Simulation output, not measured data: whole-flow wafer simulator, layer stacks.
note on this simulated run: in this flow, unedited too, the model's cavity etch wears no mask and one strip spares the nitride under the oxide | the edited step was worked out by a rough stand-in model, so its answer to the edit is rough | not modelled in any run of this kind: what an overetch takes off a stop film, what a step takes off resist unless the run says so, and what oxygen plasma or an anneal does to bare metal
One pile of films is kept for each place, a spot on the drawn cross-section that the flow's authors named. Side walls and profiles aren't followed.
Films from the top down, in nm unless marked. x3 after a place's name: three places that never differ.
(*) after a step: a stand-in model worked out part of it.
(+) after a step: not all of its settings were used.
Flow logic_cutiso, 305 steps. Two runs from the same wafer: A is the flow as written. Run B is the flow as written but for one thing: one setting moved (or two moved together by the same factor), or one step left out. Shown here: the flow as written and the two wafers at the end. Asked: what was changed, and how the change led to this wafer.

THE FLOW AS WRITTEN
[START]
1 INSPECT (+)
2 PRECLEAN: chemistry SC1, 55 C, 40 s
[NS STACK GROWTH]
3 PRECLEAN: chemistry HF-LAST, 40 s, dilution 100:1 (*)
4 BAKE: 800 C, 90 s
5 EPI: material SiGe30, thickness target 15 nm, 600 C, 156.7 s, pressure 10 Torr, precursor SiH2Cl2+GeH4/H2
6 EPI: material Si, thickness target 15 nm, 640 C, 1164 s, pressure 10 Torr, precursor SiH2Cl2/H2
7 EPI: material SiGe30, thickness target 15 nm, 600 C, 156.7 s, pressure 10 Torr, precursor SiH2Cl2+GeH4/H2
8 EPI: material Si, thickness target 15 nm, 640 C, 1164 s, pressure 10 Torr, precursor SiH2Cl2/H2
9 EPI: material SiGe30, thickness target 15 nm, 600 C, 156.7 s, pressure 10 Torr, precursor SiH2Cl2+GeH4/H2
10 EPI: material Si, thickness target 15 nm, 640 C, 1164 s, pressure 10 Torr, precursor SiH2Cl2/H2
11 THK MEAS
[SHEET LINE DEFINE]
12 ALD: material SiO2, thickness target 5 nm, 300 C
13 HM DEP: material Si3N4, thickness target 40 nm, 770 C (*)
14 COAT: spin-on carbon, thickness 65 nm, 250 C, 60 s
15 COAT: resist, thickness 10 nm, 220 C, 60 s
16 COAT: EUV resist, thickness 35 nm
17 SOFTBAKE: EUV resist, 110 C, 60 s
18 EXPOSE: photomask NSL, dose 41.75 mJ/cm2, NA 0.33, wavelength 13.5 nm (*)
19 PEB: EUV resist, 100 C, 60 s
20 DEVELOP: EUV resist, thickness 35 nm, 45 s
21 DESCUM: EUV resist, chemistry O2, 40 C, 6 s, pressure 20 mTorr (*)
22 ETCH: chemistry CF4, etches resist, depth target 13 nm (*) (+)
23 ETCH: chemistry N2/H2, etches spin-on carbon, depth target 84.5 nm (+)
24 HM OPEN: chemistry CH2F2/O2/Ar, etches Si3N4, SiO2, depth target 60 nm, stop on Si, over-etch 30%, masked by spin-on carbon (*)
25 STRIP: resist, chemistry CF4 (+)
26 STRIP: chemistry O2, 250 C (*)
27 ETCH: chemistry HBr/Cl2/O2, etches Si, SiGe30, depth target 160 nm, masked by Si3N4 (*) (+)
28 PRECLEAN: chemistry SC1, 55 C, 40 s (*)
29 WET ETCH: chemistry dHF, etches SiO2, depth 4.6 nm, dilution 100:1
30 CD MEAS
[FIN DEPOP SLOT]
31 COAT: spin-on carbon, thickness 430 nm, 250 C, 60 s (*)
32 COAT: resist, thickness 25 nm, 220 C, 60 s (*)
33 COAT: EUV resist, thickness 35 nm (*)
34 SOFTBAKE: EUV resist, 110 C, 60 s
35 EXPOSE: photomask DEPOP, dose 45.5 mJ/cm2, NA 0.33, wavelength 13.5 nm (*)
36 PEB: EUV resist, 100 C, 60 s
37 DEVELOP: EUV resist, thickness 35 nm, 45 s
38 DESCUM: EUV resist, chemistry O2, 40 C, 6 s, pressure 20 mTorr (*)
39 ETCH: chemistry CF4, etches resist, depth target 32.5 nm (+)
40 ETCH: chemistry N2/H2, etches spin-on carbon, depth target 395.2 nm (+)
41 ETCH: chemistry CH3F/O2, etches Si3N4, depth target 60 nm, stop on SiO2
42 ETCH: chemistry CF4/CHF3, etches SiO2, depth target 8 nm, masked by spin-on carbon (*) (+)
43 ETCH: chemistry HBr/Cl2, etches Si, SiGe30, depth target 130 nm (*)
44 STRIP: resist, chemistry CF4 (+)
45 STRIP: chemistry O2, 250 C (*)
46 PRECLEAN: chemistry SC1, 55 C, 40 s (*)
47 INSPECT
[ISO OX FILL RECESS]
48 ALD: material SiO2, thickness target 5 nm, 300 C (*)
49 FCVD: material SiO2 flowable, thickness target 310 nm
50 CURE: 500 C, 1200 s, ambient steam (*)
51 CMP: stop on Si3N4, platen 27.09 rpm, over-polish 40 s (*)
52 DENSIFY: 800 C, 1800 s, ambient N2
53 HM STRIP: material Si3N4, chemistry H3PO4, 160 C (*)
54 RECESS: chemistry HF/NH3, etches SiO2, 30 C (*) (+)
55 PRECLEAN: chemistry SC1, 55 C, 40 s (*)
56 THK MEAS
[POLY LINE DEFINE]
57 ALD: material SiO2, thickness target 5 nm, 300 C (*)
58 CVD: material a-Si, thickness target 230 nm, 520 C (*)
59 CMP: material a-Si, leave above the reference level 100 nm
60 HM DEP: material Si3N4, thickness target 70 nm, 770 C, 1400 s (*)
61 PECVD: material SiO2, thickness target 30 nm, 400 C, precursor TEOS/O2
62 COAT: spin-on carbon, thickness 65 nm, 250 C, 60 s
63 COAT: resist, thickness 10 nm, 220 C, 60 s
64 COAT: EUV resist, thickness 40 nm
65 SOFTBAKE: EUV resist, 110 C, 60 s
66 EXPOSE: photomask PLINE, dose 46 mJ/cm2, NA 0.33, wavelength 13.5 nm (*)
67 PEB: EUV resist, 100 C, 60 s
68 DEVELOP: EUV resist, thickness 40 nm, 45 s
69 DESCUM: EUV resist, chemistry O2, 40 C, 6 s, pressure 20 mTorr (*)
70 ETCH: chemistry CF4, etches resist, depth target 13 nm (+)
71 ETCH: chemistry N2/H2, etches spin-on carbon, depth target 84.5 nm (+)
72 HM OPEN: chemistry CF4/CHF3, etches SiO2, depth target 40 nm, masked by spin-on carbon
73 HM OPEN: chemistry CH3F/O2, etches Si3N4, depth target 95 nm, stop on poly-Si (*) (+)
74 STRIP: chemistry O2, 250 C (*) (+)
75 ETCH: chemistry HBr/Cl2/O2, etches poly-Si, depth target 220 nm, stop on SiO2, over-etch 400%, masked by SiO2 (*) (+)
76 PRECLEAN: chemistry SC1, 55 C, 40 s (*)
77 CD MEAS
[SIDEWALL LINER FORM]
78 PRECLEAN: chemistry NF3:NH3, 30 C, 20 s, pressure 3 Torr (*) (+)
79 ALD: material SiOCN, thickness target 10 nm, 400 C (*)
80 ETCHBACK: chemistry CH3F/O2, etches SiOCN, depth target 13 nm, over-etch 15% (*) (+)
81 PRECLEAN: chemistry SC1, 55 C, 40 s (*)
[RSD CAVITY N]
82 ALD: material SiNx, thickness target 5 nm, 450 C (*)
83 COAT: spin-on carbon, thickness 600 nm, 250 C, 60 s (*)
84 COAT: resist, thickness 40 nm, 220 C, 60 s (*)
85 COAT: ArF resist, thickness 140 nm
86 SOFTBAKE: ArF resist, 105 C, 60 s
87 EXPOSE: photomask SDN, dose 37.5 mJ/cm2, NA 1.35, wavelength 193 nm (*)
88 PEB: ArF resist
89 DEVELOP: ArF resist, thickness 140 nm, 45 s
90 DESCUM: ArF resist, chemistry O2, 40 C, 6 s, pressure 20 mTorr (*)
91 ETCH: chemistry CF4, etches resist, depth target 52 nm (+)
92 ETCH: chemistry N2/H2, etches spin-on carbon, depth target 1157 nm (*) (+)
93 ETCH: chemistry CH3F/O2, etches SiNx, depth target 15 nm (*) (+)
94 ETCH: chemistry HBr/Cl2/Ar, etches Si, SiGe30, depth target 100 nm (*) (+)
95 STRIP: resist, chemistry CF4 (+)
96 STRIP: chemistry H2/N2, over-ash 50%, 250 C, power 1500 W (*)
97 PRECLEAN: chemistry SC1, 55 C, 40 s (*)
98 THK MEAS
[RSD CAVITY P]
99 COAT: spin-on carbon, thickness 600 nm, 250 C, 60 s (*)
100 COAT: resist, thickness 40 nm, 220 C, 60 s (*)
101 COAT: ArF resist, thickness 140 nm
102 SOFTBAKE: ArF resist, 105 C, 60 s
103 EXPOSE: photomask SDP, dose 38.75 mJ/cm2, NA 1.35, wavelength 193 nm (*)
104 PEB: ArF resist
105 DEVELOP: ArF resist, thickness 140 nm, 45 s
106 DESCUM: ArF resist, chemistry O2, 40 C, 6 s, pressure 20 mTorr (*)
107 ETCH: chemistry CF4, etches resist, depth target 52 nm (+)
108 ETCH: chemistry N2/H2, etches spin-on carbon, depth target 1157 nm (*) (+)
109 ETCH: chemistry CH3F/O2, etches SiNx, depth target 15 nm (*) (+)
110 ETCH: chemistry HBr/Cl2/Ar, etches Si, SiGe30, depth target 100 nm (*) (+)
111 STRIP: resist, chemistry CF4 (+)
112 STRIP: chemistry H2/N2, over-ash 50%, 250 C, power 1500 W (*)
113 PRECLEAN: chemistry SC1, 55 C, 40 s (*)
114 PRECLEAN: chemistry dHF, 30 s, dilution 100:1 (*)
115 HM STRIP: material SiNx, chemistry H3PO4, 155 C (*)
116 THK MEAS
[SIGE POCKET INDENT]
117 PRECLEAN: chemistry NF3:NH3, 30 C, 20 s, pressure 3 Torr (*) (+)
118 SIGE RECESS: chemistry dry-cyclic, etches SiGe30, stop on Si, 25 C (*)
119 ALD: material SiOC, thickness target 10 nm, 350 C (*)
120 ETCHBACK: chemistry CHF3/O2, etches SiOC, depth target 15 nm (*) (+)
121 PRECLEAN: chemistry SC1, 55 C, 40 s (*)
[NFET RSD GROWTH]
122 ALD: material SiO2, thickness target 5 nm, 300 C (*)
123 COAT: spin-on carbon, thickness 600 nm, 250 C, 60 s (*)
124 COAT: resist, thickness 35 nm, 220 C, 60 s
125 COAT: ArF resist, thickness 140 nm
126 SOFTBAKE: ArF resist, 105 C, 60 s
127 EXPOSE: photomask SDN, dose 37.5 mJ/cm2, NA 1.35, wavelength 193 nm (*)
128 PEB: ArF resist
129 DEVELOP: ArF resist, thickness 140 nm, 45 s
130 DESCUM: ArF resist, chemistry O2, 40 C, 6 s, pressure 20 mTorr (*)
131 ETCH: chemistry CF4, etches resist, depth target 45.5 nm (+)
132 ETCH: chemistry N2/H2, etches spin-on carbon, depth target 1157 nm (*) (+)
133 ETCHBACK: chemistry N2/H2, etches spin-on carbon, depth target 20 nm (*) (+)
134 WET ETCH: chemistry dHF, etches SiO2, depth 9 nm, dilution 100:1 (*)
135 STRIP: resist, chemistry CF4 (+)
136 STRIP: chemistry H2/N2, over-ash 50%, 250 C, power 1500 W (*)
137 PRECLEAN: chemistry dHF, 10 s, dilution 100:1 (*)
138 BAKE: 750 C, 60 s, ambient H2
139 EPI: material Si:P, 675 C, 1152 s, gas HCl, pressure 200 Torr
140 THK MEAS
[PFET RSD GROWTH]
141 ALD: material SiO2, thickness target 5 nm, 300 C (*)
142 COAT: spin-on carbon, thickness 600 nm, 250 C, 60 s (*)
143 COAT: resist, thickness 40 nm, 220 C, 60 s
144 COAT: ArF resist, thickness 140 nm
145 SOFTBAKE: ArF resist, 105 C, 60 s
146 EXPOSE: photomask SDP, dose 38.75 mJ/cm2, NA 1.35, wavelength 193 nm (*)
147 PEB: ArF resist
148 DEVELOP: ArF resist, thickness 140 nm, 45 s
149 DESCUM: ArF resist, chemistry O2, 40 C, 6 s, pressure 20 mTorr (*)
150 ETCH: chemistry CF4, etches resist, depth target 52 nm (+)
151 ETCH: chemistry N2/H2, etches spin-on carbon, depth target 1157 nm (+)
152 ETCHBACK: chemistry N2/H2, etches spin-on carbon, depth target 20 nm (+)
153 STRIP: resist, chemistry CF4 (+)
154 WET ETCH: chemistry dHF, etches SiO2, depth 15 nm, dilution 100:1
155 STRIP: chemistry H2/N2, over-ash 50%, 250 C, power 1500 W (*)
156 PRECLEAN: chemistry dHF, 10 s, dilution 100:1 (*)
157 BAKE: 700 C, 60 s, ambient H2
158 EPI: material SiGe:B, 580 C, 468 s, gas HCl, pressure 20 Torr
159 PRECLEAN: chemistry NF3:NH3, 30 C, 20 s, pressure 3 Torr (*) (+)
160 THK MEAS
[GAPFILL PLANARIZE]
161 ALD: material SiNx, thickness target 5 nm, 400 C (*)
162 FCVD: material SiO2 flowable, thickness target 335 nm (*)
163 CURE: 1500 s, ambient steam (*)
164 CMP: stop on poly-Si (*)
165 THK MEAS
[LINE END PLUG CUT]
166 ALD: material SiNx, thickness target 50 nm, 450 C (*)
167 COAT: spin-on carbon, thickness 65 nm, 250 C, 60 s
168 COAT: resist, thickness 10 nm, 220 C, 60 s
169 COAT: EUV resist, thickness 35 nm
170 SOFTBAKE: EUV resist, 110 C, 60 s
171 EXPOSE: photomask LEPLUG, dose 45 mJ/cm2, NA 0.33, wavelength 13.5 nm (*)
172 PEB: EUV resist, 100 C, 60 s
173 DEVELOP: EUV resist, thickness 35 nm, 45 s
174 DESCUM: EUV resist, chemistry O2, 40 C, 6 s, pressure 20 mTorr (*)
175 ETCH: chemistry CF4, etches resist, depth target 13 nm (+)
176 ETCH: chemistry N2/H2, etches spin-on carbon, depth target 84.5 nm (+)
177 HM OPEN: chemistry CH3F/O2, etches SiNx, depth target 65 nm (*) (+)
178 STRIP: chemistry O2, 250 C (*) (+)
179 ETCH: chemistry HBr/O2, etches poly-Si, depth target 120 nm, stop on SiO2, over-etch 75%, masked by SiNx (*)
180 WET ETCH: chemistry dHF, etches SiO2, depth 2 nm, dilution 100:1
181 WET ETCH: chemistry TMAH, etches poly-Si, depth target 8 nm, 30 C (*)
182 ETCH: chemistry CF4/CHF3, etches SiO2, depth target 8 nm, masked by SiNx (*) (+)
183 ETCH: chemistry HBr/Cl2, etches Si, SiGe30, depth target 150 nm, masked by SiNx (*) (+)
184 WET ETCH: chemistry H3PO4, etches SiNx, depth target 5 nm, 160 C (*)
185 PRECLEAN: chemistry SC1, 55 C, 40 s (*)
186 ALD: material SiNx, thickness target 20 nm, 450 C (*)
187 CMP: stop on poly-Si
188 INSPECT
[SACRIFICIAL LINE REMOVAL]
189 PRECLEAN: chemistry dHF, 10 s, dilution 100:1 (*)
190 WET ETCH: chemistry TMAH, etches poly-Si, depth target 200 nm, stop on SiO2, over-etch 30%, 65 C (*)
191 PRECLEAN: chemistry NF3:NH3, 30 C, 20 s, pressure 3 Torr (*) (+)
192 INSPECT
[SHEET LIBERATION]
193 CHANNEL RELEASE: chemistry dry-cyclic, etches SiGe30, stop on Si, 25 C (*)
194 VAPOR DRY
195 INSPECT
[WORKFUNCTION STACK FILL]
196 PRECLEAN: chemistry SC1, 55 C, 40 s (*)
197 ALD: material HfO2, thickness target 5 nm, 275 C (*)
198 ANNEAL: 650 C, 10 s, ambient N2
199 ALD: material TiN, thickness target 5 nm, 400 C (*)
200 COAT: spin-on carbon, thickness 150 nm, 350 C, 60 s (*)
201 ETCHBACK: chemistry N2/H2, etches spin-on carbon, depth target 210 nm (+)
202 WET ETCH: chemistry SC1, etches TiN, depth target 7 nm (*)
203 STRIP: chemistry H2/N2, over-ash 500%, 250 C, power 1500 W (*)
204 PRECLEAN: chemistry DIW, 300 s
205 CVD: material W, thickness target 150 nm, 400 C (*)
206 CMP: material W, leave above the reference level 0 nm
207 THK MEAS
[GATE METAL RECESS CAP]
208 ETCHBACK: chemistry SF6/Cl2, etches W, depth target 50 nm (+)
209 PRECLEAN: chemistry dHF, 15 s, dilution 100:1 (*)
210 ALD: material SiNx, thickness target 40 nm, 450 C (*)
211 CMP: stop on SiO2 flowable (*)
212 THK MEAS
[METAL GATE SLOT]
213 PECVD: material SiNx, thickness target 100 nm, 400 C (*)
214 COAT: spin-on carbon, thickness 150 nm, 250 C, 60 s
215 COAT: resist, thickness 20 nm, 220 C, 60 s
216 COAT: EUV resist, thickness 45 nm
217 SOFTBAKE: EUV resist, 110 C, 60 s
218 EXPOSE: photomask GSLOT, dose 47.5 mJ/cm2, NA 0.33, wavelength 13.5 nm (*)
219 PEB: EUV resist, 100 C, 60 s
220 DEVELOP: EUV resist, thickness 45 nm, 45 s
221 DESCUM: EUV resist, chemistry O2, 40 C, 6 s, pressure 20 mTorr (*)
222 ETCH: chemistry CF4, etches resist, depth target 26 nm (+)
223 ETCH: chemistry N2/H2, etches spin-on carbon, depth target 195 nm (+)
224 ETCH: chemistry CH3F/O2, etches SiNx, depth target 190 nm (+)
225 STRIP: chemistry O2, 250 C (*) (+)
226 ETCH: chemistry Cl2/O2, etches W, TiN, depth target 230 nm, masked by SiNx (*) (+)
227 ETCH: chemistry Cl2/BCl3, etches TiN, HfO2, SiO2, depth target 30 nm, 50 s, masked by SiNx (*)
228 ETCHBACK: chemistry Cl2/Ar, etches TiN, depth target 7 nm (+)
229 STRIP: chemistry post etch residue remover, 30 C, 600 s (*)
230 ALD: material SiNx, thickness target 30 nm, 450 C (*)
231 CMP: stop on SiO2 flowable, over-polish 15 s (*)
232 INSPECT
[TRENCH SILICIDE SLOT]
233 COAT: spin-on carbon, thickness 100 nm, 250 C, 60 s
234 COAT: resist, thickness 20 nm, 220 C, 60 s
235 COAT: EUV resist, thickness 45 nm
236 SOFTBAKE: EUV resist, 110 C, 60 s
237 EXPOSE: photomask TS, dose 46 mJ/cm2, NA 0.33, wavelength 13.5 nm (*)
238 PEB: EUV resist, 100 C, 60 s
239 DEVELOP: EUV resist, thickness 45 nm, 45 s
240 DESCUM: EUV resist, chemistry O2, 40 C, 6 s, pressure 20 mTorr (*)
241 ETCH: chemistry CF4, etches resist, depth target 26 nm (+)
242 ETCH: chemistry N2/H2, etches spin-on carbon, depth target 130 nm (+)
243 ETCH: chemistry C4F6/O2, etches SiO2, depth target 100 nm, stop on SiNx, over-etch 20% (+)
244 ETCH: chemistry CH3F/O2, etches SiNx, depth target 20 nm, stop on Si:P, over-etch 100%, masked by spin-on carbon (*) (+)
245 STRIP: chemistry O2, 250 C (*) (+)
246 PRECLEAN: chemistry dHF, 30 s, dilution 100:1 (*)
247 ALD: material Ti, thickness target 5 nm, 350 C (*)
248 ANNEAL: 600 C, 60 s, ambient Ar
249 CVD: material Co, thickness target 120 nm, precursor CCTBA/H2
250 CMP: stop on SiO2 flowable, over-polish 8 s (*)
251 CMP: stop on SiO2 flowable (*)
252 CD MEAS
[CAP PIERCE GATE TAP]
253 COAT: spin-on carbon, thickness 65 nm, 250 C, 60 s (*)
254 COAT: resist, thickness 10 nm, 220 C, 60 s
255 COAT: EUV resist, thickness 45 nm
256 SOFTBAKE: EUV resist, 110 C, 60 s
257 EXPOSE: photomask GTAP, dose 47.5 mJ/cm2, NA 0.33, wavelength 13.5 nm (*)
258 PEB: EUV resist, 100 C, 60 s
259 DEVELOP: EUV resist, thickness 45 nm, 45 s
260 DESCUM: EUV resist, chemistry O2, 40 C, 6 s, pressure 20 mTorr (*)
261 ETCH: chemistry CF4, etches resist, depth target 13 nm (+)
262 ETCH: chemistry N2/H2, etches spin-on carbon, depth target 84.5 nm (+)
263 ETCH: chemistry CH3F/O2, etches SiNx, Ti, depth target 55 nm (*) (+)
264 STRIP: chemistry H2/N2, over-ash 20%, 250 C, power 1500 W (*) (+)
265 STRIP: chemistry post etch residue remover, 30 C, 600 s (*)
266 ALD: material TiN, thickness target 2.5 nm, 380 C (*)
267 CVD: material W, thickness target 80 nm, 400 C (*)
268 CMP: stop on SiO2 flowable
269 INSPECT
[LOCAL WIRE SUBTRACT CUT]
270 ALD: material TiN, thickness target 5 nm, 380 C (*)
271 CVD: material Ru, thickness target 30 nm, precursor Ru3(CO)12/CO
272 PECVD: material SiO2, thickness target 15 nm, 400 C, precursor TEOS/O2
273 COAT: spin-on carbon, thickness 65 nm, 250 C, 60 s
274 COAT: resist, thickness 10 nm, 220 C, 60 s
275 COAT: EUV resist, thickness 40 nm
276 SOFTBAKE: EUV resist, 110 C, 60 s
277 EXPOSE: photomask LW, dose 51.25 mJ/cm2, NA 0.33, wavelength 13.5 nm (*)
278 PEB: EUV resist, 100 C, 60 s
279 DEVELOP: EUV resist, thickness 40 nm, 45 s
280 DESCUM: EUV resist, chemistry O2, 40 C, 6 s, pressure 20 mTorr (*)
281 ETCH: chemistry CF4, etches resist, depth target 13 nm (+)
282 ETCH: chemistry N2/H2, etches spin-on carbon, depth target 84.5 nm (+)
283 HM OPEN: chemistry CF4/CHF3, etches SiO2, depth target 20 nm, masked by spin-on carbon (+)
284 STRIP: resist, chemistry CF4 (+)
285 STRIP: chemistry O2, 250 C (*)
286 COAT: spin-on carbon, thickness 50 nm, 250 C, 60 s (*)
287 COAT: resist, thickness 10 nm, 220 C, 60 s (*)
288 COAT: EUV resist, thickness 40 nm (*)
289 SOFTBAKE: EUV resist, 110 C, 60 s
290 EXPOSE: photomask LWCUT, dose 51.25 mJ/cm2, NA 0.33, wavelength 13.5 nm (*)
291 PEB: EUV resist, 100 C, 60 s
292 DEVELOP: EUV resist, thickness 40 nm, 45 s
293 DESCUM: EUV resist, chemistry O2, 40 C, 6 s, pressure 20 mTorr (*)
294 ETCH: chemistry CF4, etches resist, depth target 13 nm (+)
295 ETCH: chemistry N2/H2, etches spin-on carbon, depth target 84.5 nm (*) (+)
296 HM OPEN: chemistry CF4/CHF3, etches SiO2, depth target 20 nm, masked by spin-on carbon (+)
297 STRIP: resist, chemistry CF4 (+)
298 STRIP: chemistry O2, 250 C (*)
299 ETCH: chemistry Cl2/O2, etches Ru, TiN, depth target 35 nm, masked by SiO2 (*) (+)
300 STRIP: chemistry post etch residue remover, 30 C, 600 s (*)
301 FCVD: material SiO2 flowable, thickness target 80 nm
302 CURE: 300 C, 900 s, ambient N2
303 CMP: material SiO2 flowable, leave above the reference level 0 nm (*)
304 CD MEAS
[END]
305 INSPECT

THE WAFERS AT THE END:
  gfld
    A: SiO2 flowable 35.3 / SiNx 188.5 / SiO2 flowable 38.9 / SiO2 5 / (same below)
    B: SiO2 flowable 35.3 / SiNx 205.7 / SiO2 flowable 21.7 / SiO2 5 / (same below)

The cause: step 227, ETCH: depth target 47.2 nm was run, where the flow has depth target 30 nm; step 227, ETCH: 78.8 s was run, where the flow has 50 s.

How the change led to this, step by step:
  227 ETCH: chemistry Cl2/BCl3, etches TiN, HfO2, SiO2, depth target 30 nm, 50 s, masked by SiNx (*)
      depop, dpovl, gl and 18 more: A SiNx -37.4 | B SiNx -59
      gfld: A HfO2 -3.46 (all of it), SiO2 flowable -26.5 | B HfO2 -3.46 (all of it), SiO2 flowable -43.7
  231 CMP: stop on SiO2 flowable, over-polish 15 s (*)
      depop, dpovl, gfld and 10 more: A SiNx -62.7 | B SiNx -41.2
      lnr, lnri, lnrp, lnrt: A SiNx -61 (all of it), SiOCN -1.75 | B SiNx -39.4 (all of it), SiOCN -1.75
      (and at 5 more places)
